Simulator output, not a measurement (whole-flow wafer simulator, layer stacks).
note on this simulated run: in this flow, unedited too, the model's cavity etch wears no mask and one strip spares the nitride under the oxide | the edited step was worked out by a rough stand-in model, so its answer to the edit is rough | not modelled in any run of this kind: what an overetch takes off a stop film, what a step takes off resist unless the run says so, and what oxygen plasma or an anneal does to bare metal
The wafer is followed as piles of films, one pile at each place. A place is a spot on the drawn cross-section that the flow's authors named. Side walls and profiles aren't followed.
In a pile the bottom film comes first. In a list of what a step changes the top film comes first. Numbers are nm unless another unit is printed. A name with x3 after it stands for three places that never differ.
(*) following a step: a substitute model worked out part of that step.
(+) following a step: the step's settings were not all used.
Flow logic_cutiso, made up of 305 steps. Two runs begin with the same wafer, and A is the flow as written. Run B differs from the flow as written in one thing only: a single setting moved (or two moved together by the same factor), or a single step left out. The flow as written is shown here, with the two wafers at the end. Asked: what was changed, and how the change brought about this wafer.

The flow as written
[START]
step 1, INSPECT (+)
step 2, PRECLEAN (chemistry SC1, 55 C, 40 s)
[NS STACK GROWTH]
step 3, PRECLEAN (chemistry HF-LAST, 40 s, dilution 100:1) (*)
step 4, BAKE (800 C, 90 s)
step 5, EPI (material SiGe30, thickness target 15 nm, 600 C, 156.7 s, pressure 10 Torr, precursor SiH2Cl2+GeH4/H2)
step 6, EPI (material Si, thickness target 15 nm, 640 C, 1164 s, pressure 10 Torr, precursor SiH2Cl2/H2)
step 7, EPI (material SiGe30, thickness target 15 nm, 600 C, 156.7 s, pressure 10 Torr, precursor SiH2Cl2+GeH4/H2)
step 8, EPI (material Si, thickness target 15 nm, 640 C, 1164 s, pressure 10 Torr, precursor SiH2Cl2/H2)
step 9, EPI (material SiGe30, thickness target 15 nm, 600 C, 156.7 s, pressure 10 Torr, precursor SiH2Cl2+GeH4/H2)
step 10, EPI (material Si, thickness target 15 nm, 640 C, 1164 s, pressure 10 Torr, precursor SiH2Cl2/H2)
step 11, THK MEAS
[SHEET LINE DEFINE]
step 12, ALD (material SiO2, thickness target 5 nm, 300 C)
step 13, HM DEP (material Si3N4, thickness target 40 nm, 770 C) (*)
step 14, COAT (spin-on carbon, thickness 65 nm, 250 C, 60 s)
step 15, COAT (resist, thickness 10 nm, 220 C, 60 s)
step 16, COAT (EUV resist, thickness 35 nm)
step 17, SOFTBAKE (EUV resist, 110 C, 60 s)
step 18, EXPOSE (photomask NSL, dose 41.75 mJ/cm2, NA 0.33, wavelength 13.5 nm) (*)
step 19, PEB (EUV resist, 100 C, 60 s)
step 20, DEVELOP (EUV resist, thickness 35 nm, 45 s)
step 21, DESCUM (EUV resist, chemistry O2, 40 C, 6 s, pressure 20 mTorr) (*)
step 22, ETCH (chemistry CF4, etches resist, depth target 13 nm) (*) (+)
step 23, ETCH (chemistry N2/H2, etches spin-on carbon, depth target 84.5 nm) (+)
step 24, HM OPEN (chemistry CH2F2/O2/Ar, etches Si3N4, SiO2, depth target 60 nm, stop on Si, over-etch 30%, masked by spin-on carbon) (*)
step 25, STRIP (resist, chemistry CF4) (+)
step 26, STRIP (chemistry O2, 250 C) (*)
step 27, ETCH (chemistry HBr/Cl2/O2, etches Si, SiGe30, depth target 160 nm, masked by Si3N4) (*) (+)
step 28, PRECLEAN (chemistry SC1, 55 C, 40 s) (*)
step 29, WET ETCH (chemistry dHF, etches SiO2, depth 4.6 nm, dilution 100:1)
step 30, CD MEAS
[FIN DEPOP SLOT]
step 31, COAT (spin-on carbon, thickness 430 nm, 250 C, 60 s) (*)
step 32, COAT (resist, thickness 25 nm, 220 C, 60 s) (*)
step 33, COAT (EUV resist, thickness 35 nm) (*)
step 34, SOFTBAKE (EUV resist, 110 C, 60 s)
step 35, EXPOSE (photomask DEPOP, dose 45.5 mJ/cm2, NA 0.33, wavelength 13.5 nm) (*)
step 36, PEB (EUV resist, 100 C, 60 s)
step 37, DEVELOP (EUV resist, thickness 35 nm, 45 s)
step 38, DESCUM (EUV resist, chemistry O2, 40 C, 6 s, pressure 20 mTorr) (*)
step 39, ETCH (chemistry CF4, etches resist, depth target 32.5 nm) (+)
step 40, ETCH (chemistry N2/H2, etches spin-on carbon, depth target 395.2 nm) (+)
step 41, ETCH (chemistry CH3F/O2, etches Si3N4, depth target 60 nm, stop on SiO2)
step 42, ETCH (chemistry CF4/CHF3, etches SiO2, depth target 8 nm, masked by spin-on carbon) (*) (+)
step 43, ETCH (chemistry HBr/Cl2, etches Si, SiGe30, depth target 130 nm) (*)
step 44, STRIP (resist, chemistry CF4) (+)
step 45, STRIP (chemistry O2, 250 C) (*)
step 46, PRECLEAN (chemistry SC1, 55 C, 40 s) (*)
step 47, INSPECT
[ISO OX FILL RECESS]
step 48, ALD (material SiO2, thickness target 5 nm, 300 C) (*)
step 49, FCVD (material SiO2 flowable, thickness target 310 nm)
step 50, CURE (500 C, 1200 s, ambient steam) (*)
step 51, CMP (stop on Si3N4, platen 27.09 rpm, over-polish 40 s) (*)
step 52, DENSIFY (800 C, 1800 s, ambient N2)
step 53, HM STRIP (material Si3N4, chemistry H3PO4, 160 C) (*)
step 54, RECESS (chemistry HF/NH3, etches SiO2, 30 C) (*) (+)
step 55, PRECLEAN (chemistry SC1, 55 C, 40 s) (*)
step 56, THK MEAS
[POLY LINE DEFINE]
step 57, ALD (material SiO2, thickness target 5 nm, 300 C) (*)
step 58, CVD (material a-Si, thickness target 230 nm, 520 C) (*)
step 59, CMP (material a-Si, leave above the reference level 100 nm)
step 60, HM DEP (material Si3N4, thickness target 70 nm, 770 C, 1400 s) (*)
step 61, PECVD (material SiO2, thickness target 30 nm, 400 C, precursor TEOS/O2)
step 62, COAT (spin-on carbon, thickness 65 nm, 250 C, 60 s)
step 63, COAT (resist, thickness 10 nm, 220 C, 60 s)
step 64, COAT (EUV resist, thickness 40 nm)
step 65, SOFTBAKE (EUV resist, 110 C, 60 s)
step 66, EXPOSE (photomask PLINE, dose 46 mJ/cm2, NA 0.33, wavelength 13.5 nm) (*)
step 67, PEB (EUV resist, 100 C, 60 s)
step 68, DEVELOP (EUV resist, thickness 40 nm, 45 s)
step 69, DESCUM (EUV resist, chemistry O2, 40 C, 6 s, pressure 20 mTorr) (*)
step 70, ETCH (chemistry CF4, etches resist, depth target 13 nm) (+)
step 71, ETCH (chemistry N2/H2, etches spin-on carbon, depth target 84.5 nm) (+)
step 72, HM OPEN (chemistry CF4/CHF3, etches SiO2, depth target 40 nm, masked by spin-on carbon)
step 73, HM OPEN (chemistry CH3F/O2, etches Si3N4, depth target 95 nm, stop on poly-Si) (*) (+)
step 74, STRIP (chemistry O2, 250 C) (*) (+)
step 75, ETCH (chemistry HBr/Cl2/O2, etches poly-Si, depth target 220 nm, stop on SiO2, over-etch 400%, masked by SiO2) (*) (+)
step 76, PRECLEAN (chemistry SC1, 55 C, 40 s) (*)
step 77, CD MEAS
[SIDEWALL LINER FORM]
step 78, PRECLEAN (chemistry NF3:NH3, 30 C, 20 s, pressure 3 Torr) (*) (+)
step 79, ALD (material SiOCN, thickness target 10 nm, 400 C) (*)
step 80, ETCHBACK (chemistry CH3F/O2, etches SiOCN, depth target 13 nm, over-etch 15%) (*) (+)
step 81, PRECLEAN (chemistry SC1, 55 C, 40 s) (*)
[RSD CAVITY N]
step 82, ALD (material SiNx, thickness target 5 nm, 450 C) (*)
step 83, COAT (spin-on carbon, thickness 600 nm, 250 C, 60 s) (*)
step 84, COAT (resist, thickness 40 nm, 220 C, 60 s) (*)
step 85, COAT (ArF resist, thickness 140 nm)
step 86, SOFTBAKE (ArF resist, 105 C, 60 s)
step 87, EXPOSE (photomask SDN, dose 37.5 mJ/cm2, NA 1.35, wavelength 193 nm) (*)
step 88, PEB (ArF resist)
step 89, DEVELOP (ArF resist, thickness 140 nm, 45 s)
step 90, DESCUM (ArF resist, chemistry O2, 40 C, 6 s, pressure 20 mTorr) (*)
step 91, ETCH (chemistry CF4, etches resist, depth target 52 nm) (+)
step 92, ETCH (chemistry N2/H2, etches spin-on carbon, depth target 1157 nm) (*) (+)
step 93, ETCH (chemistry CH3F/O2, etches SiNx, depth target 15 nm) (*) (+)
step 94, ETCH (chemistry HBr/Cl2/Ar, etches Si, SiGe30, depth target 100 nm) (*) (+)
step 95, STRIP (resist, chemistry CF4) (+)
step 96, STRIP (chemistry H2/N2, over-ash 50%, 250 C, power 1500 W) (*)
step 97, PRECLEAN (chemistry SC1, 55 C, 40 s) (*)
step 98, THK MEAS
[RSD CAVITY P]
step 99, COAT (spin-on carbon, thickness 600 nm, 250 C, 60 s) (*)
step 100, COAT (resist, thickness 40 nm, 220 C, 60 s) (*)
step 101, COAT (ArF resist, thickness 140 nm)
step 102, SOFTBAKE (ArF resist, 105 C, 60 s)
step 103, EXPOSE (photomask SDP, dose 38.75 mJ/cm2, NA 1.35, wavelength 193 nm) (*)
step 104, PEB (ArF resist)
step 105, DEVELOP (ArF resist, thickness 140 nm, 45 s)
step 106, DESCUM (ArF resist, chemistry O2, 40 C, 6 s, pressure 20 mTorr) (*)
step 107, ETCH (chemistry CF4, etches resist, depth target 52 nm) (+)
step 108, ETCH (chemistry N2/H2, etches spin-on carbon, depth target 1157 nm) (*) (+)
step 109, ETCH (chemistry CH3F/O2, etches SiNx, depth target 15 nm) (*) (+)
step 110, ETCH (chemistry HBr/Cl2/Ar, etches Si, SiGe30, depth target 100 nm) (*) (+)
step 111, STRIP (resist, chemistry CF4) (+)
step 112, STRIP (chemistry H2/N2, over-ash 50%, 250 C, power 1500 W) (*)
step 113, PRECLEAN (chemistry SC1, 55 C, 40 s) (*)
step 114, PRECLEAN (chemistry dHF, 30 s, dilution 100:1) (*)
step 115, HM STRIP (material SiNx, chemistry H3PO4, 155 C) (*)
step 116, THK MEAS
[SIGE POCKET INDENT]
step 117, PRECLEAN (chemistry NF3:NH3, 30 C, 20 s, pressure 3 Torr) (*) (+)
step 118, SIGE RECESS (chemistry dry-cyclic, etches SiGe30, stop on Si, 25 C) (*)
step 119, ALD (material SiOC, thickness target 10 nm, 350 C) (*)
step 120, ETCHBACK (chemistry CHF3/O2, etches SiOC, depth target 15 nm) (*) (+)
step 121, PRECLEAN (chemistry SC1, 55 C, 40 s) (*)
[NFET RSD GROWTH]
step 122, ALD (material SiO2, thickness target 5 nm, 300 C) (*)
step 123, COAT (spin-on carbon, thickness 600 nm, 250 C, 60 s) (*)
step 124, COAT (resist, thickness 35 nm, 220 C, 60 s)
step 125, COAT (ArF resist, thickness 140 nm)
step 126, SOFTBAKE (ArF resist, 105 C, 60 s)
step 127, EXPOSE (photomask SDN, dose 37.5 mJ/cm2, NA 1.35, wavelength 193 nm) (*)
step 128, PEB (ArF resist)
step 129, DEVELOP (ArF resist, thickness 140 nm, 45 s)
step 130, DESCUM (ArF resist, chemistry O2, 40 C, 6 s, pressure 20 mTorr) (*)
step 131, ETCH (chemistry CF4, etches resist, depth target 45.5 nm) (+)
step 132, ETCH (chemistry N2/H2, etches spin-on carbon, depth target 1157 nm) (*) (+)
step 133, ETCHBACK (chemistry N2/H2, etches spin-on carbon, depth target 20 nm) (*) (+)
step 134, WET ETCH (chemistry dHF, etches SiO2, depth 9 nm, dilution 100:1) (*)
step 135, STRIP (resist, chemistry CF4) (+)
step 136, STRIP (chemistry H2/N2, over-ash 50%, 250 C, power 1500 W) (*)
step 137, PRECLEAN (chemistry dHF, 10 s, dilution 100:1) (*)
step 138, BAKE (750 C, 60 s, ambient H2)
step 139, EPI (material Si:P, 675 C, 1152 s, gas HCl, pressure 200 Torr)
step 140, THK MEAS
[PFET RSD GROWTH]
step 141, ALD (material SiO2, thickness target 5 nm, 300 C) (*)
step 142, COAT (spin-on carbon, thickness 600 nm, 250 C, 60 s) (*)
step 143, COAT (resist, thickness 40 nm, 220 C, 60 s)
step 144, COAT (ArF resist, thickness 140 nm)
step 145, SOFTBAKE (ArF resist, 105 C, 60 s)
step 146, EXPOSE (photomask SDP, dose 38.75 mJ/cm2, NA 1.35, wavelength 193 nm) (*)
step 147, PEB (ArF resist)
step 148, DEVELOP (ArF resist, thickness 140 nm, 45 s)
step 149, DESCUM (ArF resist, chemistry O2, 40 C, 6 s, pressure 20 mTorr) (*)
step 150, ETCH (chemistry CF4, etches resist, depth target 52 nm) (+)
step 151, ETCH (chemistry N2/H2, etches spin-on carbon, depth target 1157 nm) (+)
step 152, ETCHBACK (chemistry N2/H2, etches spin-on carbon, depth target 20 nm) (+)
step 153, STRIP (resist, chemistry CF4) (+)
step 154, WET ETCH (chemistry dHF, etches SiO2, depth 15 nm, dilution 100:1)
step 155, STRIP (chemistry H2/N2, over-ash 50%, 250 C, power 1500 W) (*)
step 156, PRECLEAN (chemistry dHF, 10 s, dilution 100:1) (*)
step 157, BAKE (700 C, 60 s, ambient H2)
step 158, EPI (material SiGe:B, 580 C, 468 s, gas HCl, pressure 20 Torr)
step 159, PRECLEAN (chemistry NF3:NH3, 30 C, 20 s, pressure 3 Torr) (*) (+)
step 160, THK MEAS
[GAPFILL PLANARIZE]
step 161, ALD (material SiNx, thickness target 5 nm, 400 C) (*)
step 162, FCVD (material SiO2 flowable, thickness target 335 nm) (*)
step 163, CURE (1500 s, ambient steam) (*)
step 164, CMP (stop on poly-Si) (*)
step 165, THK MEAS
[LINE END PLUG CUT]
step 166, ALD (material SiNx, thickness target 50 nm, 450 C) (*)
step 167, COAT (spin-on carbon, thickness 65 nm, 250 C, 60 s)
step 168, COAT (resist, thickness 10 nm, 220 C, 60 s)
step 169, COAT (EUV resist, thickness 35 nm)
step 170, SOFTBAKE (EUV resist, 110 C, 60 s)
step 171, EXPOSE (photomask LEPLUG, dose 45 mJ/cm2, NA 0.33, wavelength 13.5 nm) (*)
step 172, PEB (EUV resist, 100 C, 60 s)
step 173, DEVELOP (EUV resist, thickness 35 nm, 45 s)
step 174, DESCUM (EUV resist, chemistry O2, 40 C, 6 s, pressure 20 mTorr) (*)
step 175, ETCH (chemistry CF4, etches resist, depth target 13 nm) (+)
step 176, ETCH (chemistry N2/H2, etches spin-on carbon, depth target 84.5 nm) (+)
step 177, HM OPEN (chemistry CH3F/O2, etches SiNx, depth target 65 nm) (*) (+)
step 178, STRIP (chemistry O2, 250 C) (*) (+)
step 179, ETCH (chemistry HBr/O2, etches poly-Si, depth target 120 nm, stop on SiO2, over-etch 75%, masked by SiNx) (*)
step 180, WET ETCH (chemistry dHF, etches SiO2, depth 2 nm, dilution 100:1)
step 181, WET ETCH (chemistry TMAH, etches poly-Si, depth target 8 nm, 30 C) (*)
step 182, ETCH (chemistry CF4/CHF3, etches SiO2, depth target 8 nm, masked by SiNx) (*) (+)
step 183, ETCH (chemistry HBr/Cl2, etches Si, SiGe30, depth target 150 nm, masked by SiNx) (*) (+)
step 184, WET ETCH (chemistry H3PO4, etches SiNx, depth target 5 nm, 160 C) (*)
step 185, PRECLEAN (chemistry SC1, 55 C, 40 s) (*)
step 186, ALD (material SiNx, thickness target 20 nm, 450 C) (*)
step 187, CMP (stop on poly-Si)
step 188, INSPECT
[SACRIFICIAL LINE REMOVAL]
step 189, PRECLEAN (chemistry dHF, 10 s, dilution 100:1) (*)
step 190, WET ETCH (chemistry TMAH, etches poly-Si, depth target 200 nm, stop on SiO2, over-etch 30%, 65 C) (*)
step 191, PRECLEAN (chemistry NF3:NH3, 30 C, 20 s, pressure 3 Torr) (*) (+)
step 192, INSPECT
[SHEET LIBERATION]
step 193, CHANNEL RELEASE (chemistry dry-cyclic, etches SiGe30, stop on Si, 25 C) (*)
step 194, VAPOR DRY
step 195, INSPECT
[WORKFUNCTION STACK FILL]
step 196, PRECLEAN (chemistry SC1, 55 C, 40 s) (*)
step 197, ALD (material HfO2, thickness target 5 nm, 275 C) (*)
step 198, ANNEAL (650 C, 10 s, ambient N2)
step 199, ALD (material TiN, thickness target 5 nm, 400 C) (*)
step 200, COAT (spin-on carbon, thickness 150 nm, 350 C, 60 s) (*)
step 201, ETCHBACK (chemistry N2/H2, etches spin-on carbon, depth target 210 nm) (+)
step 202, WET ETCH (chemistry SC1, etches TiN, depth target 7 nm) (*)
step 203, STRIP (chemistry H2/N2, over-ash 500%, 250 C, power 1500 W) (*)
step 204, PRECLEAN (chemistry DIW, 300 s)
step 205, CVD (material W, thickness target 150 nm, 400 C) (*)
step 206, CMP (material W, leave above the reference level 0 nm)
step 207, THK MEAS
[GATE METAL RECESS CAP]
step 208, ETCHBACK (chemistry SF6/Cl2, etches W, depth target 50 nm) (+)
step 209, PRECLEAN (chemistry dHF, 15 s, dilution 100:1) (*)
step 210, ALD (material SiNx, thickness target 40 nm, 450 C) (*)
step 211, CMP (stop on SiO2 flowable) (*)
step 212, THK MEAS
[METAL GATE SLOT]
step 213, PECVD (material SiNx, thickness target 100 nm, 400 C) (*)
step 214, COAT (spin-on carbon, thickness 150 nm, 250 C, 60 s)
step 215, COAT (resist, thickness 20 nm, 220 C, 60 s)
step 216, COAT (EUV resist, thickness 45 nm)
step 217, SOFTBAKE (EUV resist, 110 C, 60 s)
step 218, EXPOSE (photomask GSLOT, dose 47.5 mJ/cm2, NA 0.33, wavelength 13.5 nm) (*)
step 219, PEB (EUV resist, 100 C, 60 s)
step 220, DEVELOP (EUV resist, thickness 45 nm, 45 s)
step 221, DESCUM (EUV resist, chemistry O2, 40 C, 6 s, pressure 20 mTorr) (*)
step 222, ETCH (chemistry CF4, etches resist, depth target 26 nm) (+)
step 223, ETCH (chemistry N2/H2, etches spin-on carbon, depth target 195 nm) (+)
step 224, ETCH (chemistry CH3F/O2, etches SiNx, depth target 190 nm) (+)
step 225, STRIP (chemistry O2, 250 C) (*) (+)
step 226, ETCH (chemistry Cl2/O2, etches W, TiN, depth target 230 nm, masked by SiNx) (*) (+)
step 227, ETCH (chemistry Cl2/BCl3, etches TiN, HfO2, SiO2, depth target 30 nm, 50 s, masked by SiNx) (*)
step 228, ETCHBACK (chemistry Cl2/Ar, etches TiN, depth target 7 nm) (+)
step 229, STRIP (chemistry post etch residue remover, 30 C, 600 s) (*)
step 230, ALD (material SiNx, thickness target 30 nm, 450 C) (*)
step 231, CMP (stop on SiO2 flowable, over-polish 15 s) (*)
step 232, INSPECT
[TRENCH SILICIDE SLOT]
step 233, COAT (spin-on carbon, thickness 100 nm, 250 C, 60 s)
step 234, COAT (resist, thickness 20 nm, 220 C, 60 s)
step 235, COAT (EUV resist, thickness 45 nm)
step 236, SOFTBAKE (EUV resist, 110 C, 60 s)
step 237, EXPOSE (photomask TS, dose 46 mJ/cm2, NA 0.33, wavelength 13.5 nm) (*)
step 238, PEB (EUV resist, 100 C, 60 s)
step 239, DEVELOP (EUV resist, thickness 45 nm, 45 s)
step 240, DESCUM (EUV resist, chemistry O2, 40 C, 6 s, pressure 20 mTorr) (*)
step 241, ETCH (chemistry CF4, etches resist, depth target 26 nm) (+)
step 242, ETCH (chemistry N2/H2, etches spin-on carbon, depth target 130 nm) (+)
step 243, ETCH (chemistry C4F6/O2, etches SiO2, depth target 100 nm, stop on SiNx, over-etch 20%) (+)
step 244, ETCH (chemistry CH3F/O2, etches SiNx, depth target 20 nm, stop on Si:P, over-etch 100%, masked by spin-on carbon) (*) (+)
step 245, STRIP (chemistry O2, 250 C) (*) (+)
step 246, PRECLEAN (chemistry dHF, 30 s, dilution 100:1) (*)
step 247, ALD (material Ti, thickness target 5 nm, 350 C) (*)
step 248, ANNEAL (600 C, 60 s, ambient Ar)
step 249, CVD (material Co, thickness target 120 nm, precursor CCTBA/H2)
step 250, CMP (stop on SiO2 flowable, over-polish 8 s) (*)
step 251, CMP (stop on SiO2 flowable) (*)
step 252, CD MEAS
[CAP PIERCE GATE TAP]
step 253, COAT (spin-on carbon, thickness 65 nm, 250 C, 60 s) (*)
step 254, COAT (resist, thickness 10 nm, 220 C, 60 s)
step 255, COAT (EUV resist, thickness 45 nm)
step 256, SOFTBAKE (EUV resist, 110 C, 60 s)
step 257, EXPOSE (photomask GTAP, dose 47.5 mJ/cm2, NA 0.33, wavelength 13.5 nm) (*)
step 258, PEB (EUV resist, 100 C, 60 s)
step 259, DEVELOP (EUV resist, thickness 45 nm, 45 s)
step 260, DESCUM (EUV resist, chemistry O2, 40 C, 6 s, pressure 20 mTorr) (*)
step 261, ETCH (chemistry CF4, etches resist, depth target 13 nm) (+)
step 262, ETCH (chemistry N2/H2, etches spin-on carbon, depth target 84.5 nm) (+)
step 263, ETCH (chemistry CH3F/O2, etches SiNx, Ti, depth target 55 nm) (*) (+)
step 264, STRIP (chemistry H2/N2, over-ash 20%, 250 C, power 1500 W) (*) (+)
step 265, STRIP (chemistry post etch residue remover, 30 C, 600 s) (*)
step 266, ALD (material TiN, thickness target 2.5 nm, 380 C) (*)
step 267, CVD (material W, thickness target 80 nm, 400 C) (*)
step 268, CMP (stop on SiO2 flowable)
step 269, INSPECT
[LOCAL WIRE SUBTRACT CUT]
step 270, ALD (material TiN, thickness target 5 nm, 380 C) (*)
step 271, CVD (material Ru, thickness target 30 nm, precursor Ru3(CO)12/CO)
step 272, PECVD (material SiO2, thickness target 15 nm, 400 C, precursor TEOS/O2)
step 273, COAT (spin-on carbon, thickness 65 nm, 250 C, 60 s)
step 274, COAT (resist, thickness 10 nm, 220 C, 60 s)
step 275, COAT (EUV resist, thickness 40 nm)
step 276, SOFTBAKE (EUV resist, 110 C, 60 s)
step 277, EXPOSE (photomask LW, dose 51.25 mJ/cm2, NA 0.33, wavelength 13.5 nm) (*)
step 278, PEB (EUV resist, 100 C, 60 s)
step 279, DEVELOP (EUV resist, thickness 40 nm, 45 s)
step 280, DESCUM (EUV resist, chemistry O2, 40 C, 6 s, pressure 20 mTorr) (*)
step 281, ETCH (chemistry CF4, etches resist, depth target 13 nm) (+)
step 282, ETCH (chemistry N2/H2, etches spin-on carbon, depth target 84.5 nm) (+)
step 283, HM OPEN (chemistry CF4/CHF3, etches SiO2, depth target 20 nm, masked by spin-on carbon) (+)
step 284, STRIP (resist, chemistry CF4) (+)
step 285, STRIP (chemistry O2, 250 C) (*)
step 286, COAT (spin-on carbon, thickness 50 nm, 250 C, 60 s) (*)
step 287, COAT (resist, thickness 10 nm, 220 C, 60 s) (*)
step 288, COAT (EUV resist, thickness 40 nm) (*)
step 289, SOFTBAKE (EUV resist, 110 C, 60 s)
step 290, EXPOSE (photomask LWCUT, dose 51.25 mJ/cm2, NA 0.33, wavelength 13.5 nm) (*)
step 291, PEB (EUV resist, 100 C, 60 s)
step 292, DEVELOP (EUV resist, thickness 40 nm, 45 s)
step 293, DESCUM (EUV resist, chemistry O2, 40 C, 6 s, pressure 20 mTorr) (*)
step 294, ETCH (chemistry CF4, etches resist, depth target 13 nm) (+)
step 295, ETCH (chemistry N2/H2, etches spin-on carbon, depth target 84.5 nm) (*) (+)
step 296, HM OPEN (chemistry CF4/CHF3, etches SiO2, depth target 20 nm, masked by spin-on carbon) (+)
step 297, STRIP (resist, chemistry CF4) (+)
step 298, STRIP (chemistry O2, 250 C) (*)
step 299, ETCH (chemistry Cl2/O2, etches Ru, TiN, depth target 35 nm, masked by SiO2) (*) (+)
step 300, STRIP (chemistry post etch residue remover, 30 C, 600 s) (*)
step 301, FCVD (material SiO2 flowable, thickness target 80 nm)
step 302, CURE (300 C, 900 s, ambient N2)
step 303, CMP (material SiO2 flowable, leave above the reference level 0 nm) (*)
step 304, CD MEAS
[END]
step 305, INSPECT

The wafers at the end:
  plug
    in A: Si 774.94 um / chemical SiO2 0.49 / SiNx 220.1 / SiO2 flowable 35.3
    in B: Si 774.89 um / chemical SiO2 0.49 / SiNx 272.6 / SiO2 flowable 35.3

Cause: step 183, ETCH: depth target 202.5 nm was run, while the flow as written has depth target 150 nm.

Step by step, how the change led to this:
  step 183, ETCH (chemistry HBr/Cl2, etches Si, SiGe30, depth target 150 nm, masked by SiNx) (*) (+)
      depop, dpovl, gfld and 18 more: A -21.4 SiNx | B -28.9 SiNx
      plug: A -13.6 Si (all of it), -15 SiGe30 (all of it), -15 Si (all of it), -15 SiGe30 (all of it), -15 Si (all of it), -15 SiGe30 (all of it), -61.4 Si | B -13.6 Si (all of it), -15 SiGe30 (all of it), -15 Si (all of it), -15 SiGe30 (all of it), -15 Si (all of it), -15 SiGe30 (all of it), -113.9 Si
  step 186, ALD (material SiNx, thickness target 20 nm, 450 C) (*)
      plug: A +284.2 SiNx (new film) | B +329.2 SiNx (new film)
  step 187, CMP (stop on poly-Si)
      depop, dpovl, gfld and 18 more: A -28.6 SiNx (all of it) | B -21.1 SiNx (all of it)
      plug: A -28.6 SiNx | B -21.1 SiNx
